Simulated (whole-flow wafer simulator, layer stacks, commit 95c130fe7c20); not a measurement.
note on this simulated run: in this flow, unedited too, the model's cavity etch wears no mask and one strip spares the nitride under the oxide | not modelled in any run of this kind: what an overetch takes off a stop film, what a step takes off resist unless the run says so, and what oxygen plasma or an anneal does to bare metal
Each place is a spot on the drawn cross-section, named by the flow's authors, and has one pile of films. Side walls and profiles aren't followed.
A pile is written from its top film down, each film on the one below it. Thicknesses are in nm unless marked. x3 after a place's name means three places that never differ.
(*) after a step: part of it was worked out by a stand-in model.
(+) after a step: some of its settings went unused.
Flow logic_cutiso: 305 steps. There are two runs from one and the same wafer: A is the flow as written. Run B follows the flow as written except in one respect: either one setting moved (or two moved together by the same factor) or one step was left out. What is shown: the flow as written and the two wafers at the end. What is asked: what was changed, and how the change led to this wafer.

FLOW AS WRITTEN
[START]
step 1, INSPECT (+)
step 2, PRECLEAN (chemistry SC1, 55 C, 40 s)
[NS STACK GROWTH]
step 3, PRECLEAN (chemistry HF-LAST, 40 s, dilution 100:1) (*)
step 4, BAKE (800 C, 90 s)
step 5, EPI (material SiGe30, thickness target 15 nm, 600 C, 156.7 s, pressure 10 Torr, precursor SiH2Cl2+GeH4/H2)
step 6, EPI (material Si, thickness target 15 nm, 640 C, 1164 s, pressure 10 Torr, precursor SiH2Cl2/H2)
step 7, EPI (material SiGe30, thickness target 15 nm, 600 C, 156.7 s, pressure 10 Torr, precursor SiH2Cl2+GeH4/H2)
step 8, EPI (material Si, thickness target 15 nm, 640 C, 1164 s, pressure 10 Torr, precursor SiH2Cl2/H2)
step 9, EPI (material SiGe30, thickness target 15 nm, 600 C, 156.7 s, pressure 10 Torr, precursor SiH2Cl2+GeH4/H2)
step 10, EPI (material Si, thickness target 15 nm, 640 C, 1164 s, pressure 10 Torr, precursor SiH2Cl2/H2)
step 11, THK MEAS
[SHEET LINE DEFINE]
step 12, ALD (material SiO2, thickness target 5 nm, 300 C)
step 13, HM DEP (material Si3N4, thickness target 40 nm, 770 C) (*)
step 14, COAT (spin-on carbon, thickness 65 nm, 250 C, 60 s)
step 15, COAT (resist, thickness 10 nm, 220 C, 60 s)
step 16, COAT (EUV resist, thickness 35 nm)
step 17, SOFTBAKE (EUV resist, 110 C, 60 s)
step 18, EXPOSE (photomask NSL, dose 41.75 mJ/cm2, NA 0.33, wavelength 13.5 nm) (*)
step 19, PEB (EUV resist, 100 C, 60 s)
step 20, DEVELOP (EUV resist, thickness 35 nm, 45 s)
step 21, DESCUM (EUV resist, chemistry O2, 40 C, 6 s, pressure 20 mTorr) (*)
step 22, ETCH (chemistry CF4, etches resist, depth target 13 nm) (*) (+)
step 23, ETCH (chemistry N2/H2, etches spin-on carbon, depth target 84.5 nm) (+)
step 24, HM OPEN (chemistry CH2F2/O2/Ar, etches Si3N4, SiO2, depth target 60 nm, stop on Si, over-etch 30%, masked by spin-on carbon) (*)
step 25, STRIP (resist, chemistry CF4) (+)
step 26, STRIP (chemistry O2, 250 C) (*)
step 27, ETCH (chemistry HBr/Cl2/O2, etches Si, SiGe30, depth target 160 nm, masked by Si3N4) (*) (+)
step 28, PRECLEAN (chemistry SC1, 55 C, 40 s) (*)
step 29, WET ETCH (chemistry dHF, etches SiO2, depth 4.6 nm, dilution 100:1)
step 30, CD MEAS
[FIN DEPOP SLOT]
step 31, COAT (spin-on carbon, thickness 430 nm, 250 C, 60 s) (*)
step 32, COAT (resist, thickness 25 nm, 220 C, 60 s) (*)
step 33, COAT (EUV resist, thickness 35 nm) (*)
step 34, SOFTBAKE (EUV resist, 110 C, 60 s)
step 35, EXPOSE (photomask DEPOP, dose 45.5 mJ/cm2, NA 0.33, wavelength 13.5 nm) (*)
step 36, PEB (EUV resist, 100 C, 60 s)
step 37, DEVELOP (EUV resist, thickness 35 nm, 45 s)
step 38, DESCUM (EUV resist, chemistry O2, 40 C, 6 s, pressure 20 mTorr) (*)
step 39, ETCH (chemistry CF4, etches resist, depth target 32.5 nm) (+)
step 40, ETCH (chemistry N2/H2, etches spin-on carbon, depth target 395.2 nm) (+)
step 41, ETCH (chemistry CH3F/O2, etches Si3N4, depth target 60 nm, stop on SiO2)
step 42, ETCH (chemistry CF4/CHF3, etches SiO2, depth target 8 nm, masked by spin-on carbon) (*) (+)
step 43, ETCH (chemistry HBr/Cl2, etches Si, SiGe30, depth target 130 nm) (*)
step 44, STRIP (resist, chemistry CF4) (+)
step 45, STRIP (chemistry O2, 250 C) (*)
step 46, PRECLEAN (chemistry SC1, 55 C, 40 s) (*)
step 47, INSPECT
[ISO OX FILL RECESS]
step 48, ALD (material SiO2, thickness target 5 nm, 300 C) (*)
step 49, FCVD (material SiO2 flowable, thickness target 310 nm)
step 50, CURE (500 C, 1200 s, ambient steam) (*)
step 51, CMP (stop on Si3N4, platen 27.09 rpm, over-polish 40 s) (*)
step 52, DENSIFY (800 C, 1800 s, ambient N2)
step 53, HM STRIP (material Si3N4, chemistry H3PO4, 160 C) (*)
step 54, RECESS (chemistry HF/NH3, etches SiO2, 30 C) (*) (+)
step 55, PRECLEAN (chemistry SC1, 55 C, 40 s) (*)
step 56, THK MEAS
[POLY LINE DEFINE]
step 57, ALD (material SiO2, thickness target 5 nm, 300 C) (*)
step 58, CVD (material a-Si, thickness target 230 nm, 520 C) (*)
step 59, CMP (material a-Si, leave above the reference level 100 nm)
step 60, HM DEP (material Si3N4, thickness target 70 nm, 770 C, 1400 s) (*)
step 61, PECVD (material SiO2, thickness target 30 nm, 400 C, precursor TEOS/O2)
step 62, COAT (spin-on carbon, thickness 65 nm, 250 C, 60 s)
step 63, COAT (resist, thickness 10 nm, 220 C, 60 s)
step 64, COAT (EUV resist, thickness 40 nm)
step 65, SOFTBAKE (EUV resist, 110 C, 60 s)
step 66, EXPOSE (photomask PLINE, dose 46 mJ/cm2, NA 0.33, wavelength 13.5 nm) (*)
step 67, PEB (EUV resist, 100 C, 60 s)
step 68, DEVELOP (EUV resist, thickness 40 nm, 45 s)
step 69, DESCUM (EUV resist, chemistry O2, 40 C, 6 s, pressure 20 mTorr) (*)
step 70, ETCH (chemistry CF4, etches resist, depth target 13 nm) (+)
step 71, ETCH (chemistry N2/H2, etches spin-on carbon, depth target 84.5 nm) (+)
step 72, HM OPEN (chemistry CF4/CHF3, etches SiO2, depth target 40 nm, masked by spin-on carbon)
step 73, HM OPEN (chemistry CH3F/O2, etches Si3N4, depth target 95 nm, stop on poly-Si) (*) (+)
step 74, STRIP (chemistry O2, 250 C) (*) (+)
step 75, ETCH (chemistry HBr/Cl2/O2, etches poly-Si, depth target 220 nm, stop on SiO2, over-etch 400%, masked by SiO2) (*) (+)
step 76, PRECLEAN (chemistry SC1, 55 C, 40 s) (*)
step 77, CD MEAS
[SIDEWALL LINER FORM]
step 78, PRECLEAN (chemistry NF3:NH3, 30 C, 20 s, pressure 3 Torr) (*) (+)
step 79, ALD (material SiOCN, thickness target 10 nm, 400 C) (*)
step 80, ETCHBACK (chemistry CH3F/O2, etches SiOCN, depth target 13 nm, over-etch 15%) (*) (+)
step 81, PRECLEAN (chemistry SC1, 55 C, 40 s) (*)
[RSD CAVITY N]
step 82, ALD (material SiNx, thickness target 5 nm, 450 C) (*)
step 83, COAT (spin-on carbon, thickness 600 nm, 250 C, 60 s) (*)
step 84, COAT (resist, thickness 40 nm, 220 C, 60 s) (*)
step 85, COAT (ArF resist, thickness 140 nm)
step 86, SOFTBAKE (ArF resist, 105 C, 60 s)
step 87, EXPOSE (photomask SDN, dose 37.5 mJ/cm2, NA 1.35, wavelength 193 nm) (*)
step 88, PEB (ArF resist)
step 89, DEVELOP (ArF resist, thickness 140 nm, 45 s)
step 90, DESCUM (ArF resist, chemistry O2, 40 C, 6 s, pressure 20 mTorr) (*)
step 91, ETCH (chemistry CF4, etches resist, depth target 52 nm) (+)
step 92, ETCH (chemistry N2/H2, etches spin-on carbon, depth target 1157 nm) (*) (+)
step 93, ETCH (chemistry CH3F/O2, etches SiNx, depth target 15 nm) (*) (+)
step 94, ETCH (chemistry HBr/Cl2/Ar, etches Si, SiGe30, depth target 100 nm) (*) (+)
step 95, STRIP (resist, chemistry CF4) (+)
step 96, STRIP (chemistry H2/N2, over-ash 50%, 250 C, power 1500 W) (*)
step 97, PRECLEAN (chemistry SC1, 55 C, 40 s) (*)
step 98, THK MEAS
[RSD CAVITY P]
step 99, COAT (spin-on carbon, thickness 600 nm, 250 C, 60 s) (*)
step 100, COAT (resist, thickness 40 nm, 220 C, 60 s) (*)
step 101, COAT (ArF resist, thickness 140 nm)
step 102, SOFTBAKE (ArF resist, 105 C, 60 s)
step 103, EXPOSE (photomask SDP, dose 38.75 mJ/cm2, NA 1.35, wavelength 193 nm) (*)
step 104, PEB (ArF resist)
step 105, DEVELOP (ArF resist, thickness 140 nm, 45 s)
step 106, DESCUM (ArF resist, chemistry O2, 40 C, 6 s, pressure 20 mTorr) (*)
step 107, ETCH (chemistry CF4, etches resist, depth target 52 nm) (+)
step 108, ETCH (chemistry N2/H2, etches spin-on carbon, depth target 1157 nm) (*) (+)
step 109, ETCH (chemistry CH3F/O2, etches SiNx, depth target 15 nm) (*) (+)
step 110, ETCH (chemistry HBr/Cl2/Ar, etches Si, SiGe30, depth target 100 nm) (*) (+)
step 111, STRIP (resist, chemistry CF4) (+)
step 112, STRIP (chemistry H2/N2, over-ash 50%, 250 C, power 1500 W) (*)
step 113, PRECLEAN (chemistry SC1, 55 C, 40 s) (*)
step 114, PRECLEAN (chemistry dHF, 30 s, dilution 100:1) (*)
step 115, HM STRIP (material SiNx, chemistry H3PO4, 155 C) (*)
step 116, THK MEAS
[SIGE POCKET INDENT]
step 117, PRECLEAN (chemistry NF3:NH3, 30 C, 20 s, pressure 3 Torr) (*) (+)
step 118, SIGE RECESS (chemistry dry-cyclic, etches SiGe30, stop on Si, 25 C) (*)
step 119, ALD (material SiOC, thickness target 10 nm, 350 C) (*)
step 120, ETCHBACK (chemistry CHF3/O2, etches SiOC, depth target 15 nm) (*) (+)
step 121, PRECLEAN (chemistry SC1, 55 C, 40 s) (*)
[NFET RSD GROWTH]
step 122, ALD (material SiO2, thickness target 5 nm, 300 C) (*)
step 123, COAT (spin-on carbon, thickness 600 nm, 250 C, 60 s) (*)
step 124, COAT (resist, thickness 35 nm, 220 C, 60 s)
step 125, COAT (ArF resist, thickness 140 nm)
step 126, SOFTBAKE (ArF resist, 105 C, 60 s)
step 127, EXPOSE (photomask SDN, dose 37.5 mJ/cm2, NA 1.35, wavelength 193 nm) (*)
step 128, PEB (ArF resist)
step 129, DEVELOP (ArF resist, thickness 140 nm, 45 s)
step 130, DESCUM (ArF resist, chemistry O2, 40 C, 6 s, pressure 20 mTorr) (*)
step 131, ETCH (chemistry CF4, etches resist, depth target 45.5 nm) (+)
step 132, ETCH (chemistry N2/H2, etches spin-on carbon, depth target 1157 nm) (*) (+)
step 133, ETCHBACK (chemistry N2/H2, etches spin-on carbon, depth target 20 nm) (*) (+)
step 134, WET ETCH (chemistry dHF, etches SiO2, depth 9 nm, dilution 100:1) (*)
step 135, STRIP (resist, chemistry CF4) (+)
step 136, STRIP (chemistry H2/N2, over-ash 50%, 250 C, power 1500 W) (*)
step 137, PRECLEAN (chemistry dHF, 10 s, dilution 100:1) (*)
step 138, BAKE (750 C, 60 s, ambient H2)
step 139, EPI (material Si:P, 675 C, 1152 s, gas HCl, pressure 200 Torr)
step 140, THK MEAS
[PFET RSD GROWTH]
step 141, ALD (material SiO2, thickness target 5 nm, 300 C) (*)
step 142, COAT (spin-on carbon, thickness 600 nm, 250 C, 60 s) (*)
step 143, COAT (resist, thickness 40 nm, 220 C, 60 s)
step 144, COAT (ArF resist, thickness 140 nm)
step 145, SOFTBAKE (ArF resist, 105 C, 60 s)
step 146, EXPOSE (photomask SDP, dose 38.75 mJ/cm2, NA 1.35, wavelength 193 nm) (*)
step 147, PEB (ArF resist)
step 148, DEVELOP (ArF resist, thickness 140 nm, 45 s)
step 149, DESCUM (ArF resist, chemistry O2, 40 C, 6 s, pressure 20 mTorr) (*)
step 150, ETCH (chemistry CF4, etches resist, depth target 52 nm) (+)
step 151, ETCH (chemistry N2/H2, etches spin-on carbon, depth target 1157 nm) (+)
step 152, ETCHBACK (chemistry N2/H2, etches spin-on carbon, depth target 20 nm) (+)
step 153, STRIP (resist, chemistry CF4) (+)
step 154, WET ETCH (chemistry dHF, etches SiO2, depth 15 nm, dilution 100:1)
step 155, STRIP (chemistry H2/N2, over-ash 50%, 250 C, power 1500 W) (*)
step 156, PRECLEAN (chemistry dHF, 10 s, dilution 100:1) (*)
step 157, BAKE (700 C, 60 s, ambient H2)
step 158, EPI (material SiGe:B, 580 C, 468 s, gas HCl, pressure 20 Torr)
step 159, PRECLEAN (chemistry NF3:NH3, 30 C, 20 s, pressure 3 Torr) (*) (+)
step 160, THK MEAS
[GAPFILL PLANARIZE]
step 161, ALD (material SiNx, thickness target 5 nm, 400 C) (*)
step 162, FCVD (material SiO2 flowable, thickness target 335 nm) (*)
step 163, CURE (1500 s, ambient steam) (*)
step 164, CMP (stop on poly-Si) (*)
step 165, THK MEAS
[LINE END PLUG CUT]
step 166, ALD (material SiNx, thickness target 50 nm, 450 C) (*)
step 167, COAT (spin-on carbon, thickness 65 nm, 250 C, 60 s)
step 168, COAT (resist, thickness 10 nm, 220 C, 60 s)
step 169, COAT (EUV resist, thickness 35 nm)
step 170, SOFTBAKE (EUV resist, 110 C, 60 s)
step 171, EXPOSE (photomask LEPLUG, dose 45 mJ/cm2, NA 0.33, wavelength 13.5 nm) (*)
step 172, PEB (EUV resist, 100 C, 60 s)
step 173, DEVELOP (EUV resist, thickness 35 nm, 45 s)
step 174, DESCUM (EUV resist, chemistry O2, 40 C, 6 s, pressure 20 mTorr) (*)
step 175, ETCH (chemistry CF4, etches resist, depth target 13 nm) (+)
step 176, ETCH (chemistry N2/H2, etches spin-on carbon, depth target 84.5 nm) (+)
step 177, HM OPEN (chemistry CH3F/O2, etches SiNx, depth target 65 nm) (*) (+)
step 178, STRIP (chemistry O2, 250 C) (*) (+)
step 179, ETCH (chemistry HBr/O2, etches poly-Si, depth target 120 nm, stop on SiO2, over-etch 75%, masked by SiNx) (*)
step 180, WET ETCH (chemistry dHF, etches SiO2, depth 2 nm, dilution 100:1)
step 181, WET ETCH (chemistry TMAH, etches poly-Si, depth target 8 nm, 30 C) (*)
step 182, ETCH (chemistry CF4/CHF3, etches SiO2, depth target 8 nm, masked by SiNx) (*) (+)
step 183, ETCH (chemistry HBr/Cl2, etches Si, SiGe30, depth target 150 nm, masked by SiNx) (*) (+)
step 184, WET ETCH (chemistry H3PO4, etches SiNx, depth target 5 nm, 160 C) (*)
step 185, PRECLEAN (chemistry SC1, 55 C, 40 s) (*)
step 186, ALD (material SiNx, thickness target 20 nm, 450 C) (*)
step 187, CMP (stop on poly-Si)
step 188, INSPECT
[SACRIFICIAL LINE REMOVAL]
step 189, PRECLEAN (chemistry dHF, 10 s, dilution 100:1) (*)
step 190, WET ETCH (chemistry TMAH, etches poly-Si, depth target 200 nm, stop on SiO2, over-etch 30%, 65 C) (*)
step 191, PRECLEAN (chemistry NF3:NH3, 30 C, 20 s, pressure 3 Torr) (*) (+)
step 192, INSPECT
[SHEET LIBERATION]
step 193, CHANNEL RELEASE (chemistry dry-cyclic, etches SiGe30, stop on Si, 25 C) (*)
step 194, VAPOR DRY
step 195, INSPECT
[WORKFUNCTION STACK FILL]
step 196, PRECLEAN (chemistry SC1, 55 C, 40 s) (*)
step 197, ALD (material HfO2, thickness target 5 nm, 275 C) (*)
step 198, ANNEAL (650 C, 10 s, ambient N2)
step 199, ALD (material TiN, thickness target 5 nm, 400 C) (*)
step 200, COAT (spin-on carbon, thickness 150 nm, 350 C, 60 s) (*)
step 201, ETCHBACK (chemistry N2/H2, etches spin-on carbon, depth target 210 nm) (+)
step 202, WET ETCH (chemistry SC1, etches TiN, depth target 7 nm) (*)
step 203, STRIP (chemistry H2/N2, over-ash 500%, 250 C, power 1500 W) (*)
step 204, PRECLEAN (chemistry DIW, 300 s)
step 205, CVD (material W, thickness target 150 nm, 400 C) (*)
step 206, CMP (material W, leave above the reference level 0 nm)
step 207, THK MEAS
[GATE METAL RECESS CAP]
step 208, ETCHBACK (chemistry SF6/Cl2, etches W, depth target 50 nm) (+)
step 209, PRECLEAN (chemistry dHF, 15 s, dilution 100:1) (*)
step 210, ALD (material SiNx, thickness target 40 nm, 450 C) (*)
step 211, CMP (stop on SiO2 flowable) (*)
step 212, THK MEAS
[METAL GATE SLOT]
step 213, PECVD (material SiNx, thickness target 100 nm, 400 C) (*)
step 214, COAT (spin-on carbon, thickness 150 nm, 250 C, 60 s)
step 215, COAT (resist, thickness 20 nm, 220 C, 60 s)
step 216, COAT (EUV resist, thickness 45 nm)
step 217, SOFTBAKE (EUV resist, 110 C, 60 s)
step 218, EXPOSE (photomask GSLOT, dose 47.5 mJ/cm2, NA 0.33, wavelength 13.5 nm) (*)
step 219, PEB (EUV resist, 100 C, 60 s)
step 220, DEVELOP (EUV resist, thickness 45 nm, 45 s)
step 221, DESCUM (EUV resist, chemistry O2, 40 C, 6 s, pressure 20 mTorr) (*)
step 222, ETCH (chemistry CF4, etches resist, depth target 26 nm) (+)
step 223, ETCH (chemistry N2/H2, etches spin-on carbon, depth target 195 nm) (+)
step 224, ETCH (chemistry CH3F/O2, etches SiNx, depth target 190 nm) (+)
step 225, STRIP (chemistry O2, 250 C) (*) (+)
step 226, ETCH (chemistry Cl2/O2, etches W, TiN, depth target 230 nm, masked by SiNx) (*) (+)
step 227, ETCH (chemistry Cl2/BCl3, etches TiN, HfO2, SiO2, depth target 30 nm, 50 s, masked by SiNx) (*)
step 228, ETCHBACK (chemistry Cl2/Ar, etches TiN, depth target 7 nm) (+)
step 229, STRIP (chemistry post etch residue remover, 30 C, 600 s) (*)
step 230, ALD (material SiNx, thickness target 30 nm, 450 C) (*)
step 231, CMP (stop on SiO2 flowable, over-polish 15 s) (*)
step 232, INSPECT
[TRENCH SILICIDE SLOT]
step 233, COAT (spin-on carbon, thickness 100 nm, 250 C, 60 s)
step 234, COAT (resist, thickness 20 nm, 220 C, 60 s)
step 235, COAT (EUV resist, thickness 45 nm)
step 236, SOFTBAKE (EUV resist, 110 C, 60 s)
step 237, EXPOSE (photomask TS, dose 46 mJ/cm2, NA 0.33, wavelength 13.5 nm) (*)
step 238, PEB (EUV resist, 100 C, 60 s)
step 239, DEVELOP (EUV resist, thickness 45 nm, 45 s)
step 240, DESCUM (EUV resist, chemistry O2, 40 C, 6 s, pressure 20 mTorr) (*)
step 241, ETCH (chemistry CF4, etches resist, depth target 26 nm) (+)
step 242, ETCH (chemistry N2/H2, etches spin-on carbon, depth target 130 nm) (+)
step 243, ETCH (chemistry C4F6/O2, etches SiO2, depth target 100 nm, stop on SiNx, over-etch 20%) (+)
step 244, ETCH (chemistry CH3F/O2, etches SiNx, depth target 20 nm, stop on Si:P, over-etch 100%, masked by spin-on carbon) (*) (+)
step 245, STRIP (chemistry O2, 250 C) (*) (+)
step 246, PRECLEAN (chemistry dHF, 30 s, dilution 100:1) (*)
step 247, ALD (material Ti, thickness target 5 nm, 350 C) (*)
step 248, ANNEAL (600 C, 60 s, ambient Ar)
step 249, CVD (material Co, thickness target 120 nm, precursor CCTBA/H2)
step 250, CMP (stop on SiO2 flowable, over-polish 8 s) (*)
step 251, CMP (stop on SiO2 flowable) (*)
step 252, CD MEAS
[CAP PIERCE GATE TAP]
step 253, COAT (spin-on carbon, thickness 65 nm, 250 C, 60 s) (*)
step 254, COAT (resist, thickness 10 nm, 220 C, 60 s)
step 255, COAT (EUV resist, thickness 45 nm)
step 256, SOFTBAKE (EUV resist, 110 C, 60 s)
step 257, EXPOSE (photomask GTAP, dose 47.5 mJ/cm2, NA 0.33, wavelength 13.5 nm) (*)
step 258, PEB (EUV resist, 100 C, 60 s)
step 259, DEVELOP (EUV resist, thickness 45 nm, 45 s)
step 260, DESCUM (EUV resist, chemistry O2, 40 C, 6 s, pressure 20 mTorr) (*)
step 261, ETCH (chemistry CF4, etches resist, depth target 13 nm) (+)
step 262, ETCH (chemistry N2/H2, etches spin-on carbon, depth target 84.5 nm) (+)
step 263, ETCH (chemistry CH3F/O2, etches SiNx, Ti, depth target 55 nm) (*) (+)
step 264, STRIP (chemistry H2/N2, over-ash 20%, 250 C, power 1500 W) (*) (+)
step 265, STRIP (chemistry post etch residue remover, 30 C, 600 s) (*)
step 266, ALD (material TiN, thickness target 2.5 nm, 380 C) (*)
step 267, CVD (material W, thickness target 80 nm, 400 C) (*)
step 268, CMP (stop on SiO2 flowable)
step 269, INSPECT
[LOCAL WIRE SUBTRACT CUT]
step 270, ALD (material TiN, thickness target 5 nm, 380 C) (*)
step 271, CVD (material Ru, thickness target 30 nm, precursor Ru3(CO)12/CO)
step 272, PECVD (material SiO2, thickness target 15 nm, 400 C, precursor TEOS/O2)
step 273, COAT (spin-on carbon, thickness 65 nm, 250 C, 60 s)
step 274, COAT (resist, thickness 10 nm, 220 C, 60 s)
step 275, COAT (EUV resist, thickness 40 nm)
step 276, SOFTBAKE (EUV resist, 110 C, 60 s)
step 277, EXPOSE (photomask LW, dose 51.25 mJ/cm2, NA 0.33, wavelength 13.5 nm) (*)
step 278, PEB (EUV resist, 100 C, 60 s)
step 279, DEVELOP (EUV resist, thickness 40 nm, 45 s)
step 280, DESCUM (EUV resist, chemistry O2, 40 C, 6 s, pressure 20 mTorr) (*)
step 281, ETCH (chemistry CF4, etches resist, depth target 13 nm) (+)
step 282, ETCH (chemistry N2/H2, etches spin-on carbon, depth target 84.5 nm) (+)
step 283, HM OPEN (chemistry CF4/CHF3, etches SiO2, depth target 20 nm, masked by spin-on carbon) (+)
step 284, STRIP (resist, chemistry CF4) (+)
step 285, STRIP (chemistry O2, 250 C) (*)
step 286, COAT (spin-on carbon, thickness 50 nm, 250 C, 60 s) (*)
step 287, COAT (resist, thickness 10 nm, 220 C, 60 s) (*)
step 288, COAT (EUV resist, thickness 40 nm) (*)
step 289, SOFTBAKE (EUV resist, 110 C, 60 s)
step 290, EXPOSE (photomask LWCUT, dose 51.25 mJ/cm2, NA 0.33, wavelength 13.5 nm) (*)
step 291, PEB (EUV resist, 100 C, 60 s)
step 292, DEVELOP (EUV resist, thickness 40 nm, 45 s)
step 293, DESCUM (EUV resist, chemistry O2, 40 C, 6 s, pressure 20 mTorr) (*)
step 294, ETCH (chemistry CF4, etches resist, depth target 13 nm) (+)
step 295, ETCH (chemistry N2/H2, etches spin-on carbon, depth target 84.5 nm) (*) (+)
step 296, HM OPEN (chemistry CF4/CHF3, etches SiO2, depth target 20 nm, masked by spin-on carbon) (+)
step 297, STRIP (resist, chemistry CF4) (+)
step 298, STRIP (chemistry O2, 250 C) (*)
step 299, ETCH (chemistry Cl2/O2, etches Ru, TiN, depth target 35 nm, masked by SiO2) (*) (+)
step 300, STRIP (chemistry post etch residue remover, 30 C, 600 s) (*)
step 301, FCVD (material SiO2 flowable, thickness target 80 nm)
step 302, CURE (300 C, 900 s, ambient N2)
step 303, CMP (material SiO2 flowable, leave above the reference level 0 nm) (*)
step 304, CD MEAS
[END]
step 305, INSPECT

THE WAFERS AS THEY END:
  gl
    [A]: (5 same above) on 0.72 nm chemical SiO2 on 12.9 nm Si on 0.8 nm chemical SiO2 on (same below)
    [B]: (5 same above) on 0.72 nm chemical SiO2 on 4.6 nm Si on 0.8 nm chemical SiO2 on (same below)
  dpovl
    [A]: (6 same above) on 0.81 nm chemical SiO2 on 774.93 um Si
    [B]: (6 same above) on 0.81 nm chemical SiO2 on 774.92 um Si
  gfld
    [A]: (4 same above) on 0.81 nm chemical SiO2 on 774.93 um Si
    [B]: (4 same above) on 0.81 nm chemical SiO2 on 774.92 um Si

What caused this: step 10, EPI: 524 s was run, though the flow has 1164 s.

How this came from the change, step by step:
  step 10, EPI (material Si, thickness target 15 nm, 640 C, 1164 s, pressure 10 Torr, precursor SiH2Cl2/H2)
      depop, dpovl, gfld and 19 more: A +15 Si (new film) | B +6.75 Si (new film)
  step 27, ETCH (chemistry HBr/Cl2/O2, etches Si, SiGe30, depth target 160 nm, masked by Si3N4) (*) (+)
      gfld, gxf, iso, lnri: A -0.79 chemical SiO2 (all of it), -11.4 Si (all of it), -15 SiGe30 (all of it), -15 Si (all of it), -15 SiGe30 (all of it), -15 Si (all of it), -15 SiGe30 (all of it), -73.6 Si | B -0.79 chemical SiO2 (all of it), -3.1 Si (all of it), -15 SiGe30 (all of it), -15 Si (all of it), -15 SiGe30 (all of it), -15 Si (all of it), -15 SiGe30 (all of it), -81.9 Si
      dpovl, nsgap: A -0.79 chemical SiO2 (all of it), -11.8 Si (all of it), -15 SiGe30 (all of it), -15 Si (all of it), -15 SiGe30 (all of it), -15 Si (all of it), -15 SiGe30 (all of it), -73.2 Si | B -0.79 chemical SiO2 (all of it), -3.5 Si (all of it), -15 SiGe30 (all of it), -15 Si (all of it), -15 SiGe30 (all of it), -15 Si (all of it), -15 SiGe30 (all of it), -81.5 Si
      (also at 1 further place)
  step 43, ETCH (chemistry HBr/Cl2, etches Si, SiGe30, depth target 130 nm) (*)
      depop: A -14 Si (all of it), -15 SiGe30 (all of it), -15 Si (all of it), -15 SiGe30 (all of it), -15 Si (all of it), -15 SiGe30 (all of it), -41 Si | B -5.77 Si (all of it), -15 SiGe30 (all of it), -15 Si (all of it), -15 SiGe30 (all of it), -15 Si (all of it), -15 SiGe30 (all of it), -49.2 Si
  step 94, ETCH (chemistry HBr/Cl2/Ar, etches Si, SiGe30, depth target 100 nm) (*) (+)
      rsdn, rsdx: A -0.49 chemical SiO2 (all of it), -12.8 Si (all of it), -15 SiGe30 (all of it), -15 Si (all of it), -15 SiGe30 (all of it), -15 Si (all of it), -15 SiGe30 (all of it), -12.2 Si | B -0.49 chemical SiO2 (all of it), -4.57 Si (all of it), -15 SiGe30 (all of it), -15 Si (all of it), -15 SiGe30 (all of it), -15 Si (all of it), -15 SiGe30 (all of it), -20.4 Si
  step 110, ETCH (chemistry HBr/Cl2/Ar, etches Si, SiGe30, depth target 100 nm) (*) (+)
      rsdp, rsdw: A -0.49 chemical SiO2 (all of it), -12.8 Si (all of it), -15 SiGe30 (all of it), -15 Si (all of it), -15 SiGe30 (all of it), -15 Si (all of it), -15 SiGe30 (all of it), -12.2 Si | B -0.49 chemical SiO2 (all of it), -4.57 Si (all of it), -15 SiGe30 (all of it), -15 Si (all of it), -15 SiGe30 (all of it), -15 Si (all of it), -15 SiGe30 (all of it), -20.4 Si
  step 183, ETCH (chemistry HBr/Cl2, etches Si, SiGe30, depth target 150 nm, masked by SiNx) (*) (+)
      plug: A -13.6 Si (all of it), -15 SiGe30 (all of it), -15 Si (all of it), -15 SiGe30 (all of it), -15 Si (all of it), -15 SiGe30 (all of it), -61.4 Si | B -5.3 Si (all of it), -15 SiGe30 (all of it), -15 Si (all of it), -15 SiGe30 (all of it), -15 Si (all of it), -15 SiGe30 (all of it), -69.7 Si
